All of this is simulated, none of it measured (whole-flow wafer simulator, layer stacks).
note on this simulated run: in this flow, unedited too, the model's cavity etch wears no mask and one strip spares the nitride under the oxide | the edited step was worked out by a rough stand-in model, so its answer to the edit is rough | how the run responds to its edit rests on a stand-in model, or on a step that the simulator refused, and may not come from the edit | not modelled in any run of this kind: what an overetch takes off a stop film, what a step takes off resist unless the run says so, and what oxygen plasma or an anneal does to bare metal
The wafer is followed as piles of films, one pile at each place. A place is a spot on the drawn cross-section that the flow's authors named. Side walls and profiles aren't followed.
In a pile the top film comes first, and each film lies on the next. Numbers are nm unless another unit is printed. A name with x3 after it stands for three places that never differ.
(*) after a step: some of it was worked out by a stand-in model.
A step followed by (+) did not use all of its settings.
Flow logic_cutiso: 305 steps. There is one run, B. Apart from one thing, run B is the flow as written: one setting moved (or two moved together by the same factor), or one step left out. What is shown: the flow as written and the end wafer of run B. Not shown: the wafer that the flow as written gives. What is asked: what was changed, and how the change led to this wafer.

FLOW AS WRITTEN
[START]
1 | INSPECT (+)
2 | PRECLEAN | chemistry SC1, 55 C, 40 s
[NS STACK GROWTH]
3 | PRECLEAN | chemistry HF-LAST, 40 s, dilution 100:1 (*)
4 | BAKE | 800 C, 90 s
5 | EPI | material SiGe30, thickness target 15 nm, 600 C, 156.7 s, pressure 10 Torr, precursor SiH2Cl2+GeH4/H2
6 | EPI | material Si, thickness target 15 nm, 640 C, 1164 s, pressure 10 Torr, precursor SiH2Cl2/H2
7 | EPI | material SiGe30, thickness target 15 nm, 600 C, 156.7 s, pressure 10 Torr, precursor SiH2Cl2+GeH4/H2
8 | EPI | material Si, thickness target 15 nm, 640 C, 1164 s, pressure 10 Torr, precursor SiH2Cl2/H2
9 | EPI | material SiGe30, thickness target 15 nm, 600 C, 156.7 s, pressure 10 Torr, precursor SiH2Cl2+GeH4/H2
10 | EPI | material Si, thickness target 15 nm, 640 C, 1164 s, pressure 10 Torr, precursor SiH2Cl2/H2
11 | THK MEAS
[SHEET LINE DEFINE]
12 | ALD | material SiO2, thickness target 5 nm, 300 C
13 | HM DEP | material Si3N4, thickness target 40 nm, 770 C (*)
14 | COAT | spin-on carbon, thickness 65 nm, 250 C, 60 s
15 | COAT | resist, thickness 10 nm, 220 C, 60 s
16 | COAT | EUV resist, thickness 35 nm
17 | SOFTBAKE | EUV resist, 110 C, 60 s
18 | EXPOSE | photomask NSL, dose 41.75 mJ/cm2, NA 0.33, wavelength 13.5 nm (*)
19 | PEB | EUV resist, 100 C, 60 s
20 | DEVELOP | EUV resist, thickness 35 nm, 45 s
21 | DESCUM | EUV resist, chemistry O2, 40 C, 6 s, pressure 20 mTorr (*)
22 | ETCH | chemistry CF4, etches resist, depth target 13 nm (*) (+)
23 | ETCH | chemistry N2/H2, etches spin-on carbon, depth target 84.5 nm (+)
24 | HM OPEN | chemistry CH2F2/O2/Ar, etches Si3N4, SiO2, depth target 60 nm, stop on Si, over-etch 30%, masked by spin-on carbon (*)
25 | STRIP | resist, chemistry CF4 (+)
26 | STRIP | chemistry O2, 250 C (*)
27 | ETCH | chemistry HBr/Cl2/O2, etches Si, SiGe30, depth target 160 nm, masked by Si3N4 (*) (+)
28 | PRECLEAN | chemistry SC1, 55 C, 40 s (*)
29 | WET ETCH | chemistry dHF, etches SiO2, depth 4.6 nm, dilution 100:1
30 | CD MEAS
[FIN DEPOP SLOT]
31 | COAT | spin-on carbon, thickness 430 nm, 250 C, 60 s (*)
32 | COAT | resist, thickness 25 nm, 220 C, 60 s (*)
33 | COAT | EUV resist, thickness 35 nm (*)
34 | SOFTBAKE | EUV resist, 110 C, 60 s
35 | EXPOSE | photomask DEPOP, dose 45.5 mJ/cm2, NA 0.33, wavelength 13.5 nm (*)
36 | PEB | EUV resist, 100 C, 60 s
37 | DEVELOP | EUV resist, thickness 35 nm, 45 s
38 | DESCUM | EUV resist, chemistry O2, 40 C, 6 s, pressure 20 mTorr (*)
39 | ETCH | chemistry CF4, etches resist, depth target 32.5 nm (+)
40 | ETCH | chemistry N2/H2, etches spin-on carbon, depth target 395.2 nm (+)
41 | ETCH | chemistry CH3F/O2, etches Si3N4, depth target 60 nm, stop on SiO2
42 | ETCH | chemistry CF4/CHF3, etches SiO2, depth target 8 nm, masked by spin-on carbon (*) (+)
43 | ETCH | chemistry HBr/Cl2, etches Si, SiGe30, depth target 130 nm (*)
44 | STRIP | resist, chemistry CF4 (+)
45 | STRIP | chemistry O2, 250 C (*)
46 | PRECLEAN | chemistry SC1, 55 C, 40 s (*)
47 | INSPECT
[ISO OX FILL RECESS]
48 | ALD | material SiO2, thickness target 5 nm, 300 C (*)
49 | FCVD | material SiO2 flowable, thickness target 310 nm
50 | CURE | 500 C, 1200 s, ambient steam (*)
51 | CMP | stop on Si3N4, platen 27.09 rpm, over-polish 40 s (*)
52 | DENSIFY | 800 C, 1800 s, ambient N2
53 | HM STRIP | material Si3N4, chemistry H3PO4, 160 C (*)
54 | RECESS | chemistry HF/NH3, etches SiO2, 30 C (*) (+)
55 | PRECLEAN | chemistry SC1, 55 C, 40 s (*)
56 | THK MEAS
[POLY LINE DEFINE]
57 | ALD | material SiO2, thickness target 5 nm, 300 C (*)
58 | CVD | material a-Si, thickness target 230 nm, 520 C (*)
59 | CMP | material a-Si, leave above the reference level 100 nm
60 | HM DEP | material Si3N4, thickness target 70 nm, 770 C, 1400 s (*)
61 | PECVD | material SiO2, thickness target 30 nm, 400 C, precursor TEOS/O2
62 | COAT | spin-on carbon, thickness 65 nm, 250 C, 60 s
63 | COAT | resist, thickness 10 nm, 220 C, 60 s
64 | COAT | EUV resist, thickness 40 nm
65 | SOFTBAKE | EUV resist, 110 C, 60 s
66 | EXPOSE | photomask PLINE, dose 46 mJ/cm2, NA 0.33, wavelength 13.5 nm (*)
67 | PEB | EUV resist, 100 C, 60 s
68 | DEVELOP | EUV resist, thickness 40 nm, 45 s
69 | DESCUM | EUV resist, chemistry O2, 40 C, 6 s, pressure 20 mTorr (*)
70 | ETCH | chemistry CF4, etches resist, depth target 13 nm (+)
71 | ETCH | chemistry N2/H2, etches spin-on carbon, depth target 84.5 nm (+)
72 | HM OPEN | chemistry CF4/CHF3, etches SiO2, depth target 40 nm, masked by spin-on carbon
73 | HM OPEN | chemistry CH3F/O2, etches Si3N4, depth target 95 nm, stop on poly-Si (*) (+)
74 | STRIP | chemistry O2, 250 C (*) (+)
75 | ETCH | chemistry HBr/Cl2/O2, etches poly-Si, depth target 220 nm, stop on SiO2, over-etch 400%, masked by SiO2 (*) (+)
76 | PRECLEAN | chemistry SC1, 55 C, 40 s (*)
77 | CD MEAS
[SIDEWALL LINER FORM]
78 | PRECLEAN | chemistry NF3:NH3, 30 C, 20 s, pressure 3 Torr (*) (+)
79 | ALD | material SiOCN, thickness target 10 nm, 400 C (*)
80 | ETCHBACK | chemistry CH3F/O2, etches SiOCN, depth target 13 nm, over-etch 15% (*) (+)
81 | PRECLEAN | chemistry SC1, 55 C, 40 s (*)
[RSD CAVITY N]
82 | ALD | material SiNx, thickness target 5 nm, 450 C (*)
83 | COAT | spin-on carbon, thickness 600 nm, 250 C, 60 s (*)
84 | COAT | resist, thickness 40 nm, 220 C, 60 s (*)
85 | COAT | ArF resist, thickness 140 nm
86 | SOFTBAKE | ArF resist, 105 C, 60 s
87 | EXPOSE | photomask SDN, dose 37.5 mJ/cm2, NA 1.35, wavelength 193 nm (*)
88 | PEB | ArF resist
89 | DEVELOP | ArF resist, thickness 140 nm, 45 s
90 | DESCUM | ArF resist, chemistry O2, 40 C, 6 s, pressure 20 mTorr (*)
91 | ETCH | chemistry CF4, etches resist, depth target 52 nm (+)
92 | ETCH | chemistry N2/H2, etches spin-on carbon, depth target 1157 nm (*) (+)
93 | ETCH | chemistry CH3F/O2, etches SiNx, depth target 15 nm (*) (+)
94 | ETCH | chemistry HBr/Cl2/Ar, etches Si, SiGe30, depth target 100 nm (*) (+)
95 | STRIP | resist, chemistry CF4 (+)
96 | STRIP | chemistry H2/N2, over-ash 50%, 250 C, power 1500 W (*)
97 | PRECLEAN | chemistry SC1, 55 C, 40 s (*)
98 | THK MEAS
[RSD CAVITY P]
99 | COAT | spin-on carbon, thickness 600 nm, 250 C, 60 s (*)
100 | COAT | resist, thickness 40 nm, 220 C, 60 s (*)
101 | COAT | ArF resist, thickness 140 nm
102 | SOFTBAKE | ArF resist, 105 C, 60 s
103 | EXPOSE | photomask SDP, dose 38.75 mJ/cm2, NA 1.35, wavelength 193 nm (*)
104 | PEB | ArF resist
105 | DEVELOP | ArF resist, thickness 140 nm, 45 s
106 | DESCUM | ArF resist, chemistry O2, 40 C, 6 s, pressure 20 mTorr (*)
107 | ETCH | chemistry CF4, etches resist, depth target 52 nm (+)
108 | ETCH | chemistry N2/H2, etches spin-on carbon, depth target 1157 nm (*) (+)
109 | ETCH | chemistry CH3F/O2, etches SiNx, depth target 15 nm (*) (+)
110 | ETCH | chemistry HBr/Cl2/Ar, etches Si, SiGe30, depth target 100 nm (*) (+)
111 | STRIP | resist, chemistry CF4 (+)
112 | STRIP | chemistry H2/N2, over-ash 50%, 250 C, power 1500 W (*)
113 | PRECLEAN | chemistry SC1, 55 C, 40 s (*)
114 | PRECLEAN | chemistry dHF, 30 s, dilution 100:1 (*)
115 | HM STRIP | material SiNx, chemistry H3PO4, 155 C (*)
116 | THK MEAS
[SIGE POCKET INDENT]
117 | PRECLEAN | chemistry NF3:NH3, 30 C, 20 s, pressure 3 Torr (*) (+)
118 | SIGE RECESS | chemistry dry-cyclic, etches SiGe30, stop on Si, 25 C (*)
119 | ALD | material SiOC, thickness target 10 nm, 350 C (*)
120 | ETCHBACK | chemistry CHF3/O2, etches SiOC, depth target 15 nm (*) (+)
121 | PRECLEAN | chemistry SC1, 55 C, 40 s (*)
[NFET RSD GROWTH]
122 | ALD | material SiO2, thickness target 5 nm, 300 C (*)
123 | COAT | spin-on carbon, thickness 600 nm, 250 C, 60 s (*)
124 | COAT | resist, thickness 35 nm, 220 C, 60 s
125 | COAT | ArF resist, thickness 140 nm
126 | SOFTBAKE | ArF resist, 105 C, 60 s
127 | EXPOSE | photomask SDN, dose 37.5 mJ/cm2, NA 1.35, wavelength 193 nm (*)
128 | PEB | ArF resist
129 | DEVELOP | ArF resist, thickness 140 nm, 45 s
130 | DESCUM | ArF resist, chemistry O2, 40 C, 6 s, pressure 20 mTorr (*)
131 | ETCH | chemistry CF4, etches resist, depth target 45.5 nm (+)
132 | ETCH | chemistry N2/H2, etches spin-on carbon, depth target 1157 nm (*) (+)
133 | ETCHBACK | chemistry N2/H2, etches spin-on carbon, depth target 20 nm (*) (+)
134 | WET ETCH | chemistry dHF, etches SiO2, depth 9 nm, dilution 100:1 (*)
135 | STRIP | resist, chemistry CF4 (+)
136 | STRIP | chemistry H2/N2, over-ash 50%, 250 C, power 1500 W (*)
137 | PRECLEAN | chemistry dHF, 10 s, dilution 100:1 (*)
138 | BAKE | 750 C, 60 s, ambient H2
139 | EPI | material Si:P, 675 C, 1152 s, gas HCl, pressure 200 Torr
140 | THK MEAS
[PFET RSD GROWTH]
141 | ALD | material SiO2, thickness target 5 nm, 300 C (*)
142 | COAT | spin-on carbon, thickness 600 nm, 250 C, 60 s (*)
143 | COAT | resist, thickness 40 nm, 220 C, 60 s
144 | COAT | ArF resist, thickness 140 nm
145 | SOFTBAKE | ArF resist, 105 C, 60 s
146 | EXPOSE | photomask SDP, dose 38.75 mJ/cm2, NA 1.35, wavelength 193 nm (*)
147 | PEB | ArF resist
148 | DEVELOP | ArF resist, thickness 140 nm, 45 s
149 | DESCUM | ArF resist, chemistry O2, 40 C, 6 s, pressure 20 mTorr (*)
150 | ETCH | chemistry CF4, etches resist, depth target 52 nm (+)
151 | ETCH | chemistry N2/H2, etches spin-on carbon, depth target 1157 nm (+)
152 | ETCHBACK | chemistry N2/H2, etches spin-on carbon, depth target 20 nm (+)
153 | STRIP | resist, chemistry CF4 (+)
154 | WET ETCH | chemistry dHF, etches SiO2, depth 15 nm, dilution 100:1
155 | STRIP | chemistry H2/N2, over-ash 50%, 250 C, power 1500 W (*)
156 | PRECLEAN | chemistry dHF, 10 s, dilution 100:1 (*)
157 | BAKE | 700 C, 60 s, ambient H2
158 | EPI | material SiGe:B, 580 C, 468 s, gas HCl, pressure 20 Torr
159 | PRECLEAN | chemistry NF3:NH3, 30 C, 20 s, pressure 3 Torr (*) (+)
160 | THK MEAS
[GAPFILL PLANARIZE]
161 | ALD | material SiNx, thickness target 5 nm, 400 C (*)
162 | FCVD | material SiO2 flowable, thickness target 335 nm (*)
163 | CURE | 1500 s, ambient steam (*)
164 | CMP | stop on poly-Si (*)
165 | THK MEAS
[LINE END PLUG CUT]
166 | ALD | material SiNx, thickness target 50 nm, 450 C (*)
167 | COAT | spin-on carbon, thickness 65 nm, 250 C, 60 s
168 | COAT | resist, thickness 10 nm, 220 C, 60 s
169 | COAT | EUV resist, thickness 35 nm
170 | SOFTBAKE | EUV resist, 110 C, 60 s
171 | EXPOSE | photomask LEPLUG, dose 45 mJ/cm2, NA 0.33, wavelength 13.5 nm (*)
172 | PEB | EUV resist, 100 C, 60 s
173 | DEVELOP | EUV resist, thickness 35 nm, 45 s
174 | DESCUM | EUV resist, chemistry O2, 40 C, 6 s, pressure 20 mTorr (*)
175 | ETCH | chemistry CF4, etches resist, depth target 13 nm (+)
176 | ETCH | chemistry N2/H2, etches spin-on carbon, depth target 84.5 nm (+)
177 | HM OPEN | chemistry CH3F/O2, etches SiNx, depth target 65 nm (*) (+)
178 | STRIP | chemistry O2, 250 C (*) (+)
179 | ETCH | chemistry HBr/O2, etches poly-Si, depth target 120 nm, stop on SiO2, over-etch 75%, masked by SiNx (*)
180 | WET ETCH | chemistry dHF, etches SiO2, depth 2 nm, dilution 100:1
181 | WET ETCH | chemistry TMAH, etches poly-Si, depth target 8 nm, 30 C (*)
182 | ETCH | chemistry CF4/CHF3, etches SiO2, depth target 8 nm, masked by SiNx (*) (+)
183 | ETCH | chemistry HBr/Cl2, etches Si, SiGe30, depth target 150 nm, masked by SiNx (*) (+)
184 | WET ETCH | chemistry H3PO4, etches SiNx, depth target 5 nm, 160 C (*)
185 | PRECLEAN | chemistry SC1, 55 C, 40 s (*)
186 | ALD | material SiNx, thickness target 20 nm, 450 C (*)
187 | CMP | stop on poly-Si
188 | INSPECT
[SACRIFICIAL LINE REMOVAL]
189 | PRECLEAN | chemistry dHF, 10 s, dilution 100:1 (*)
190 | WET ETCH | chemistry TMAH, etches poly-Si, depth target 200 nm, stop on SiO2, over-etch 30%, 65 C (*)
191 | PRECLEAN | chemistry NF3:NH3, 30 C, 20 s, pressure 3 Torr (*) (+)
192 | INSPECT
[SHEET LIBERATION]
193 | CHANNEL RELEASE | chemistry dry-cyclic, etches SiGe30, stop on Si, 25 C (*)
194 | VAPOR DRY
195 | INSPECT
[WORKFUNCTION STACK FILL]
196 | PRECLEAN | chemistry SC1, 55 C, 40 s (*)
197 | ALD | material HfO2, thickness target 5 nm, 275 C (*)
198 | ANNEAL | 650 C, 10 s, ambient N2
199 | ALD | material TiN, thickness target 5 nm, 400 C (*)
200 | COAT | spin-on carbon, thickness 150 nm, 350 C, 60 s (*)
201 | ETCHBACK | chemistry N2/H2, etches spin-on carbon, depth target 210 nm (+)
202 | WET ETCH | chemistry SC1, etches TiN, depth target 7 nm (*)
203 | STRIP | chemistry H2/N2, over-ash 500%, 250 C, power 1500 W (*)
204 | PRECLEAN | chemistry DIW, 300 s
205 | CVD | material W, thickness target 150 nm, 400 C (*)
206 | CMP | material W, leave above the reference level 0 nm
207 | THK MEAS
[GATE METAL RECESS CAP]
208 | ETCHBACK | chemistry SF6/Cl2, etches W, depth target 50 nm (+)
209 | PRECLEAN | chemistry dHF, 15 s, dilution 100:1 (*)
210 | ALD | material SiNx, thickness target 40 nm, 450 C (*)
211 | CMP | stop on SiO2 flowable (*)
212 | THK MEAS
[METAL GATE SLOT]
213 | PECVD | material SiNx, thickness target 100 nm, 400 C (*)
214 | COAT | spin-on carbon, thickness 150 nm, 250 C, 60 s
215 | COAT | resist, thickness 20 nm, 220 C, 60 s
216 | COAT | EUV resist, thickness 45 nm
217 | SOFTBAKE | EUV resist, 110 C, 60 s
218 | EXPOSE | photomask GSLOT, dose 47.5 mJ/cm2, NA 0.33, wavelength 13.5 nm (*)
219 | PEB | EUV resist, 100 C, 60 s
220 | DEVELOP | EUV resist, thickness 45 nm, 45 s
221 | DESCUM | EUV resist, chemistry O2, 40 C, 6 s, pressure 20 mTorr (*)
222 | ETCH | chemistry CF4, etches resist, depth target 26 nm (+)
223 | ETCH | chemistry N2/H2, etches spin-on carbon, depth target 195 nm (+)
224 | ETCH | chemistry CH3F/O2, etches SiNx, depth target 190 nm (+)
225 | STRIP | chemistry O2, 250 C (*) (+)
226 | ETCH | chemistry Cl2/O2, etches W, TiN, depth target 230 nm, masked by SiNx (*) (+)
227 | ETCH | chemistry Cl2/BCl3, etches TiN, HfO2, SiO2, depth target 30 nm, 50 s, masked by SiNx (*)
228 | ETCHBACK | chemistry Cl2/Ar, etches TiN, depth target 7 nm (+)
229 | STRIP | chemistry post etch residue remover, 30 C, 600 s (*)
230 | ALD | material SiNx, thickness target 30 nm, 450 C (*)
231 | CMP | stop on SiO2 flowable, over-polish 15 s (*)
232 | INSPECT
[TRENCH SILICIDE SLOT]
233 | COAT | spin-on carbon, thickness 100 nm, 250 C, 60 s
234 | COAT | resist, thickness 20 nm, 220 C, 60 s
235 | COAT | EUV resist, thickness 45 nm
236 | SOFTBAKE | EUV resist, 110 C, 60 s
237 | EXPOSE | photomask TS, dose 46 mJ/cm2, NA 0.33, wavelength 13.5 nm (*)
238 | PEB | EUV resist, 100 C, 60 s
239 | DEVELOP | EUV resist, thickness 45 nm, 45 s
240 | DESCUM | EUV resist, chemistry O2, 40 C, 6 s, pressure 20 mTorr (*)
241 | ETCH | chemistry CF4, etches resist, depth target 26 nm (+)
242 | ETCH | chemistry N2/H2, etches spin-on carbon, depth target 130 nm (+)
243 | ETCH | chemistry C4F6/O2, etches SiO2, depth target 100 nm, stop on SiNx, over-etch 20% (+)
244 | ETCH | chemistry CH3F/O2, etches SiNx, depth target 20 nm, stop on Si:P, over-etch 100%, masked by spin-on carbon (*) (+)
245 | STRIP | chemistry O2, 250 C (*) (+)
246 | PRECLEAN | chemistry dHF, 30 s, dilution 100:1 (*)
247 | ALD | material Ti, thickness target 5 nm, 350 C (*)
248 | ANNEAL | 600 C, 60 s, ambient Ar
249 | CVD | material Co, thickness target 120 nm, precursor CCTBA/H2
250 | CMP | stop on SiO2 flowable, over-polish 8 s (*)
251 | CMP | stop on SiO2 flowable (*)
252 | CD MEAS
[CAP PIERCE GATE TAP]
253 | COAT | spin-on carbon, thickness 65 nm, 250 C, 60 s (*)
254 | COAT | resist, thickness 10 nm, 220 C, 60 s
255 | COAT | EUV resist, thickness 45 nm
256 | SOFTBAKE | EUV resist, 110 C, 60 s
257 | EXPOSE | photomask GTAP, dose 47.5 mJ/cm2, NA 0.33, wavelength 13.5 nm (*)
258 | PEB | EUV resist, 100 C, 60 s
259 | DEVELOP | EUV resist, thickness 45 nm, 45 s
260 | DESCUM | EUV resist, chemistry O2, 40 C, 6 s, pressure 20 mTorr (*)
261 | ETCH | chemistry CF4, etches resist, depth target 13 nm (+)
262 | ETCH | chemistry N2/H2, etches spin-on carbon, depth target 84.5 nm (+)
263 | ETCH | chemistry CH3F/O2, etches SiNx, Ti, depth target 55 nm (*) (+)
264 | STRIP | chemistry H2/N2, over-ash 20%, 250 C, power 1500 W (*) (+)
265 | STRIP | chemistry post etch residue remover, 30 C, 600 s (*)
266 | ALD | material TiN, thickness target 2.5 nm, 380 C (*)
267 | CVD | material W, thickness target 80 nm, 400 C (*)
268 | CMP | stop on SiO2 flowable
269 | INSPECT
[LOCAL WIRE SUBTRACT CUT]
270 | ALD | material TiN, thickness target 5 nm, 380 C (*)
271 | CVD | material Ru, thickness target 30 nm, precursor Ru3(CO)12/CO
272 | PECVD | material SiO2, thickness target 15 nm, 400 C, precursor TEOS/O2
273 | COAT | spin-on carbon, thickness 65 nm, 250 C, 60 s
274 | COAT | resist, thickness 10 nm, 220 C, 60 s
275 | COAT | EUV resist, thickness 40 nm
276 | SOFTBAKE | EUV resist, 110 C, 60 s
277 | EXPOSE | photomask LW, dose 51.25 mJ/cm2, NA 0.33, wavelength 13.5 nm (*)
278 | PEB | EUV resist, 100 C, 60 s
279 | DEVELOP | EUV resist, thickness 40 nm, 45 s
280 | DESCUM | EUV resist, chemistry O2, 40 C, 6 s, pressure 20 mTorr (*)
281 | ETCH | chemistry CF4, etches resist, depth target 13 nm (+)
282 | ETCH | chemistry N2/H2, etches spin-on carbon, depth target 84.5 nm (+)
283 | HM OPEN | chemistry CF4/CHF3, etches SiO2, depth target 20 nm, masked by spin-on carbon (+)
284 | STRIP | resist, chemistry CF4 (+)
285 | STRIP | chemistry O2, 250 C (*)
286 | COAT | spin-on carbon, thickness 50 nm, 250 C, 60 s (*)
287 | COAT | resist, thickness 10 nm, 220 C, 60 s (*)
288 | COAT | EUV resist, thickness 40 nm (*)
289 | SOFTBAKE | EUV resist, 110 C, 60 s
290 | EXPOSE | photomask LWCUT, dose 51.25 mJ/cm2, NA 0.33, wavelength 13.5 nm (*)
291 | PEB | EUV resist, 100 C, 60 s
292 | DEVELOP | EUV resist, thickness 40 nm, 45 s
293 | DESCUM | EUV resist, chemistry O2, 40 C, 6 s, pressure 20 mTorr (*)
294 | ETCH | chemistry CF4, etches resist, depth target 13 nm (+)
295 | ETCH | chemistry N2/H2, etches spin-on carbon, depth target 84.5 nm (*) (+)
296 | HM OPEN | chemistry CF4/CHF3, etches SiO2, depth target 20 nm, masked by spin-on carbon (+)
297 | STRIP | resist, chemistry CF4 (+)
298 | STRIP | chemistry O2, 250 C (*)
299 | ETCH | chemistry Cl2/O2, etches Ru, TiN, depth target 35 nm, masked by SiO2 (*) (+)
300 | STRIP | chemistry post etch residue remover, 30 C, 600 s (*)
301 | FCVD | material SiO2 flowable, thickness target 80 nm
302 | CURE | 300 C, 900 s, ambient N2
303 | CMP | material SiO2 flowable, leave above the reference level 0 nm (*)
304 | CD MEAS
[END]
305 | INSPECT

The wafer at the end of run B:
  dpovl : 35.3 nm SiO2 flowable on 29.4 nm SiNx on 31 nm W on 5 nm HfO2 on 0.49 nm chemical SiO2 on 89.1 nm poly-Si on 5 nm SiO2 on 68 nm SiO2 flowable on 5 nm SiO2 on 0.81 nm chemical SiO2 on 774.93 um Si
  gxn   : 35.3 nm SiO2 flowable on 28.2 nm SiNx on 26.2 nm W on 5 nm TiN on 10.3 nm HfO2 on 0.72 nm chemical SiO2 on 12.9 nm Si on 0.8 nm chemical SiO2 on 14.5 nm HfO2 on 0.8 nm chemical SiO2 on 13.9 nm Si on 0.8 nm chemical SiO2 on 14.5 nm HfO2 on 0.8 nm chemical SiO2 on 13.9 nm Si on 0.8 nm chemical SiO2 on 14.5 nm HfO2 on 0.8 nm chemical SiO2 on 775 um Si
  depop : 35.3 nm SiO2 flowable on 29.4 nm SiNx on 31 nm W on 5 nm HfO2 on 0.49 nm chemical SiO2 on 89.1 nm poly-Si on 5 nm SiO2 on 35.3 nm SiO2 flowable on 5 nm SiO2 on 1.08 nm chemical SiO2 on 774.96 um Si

What caused this: step 190, WET ETCH: depth target 100 nm was run, whereas the flow has depth target 200 nm.

How this came from the change, step by step:
  190 | WET ETCH | chemistry TMAH, etches poly-Si, depth target 200 nm, stop on SiO2, over-etch 30%, 65 C (*)
      depop, dpovl, gfld, gxf, isow, nsgap: poly-Si loses 100 (it would be, as written: poly-Si loses 189.4 (all of it))
  191 | PRECLEAN | chemistry NF3:NH3, 30 C, 20 s, pressure 3 Torr (*) (+)
      depop, dpovl, gfld, gxf, isow, nsgap: nothing (it would be, as written: SiO2 loses 5 (all of it), SiO2 flowable loses 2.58)
  197 | ALD | material HfO2, thickness target 5 nm, 275 C (*)
      gxn, gxp: HfO2 gains 10.3 (new film), HfO2 gains 14.5 (new film), cavity loses 14.5 (all of it), HfO2 gains 14.5 (new film), cavity loses 14.5 (all of it), HfO2 gains 14.5 (new film), cavity loses 14.5 (all of it) (it would be, as written: HfO2 gains 5 (new film), HfO2 gains 5 (new film), cavity loses 10, HfO2 gains 5 (new film), HfO2 gains 5 (new film), cavity loses 10, HfO2 gains 5 (new film), HfO2 gains 5 (new film), cavity loses 10, HfO2 gains 5 (new film))
      gxf: HfO2 gains 5 (new film) (it would be, as written: HfO2 gains 7.7 (new film))
  199 | ALD | material TiN, thickness target 5 nm, 400 C (*)
      gxn, gxp: TiN gains 5 (new film) (it would be, as written: TiN gains 5 (new film), TiN gains 4.49 (new film), cavity loses 4.49 (all of it), TiN gains 4.49 (new film), cavity loses 4.49 (all of it), TiN gains 4.49 (new film), cavity loses 4.49 (all of it))
      gfld: TiN gains 5 (new film) (it would be, as written: TiN gains 7.64 (new film))
  200 | COAT | spin-on carbon, thickness 150 nm, 350 C, 60 s (*)
      depop: spin-on carbon gains 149 (new film) (it would be, as written: spin-on carbon gains 194.7 (new film))
      dpovl: spin-on carbon gains 149 (new film) (it would be, as written: spin-on carbon gains 194.8 (new film))
      (as well as at 5 more places)
  201 | ETCHBACK | chemistry N2/H2, etches spin-on carbon, depth target 210 nm (+)
      depop: spin-on carbon loses 149 (all of it) (it would be, as written: spin-on carbon loses 194.7 (all of it))
      dpovl: spin-on carbon loses 149 (all of it) (it would be, as written: spin-on carbon loses 194.8 (all of it))
      (as well as at 3 more places)
  203 | STRIP | chemistry H2/N2, over-ash 500%, 250 C, power 1500 W (*)
      gl, glp: spin-on carbon loses 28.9 (all of it) (it would be, as written: spin-on carbon loses 26.7 (all of it))
      gxn, gxp: spin-on carbon loses 23.9 (all of it) (it would be, as written: spin-on carbon loses 26.8 (all of it))
      (as well as at 3 more places)
  205 | CVD | material W, thickness target 150 nm, 400 C (*)
      depop, dpovl, isow, nsgap: W gains 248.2 (new film) (it would be, as written: W gains 345.5 (new film))
      gxn, gxp: W gains 243.4 (new film) (it would be, as written: W gains 248.7 (new film))
      (as well as at 2 more places)
  226 | ETCH | chemistry Cl2/O2, etches W, TiN, depth target 230 nm, masked by SiNx (*) (+)
      depop, dpovl, gl and 18 more: SiNx loses 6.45 (it would be, as written: SiNx loses 30.8)
      gfld: W loses 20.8 (all of it), TiN loses 5 (all of it), HfO2 loses 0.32 (it would be, as written: W loses 115.4 (all of it), TiN loses 7.64 (all of it), HfO2 loses 1.54)
  227 | ETCH | chemistry Cl2/BCl3, etches TiN, HfO2, SiO2, depth target 30 nm, 50 s, masked by SiNx (*)
      gfld: HfO2 loses 4.68 (all of it), chemical SiO2 loses 0.49 (all of it), poly-Si loses 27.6 (it would be, as written: HfO2 loses 3.46 (all of it), SiO2 flowable loses 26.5)
  228 | ETCHBACK | chemistry Cl2/Ar, etches TiN, depth target 7 nm (+)
      gfld: poly-Si loses 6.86 (it would be, as written: SiO2 flowable loses 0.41)
  230 | ALD | material SiNx, thickness target 30 nm, 450 C (*)
      gfld: SiNx gains 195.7 (new film) (it would be, as written: SiNx gains 260.6 (new film))
  231 | CMP | stop on SiO2 flowable, over-polish 15 s (*)
      depop, dpovl, gl and 9 more: SiNx loses 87 (it would be, as written: SiNx loses 62.7)
      lnr, lnri, lnrp, lnrt: SiNx loses 85.3 (all of it), SiOCN loses 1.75 (it would be, as written: SiNx loses 61 (all of it), SiOCN loses 1.75)
      (as well as at 6 more places)
With metal films that touch counted as one body, gxn has 1 body; the flow as written gives 4 bodies (between them, from the top down: HfO2 5 / chemical SiO2 0.72 / Si 12.9 / chemical SiO2 0.8 / HfO2 5; HfO2 5 / chemical SiO2 0.8 / Si 13.9 / chemical SiO2 0.8 / HfO2 5; HfO2 5 / chemical SiO2 0.8 / Si 13.9 / chemical SiO2 0.8 / HfO2 5).
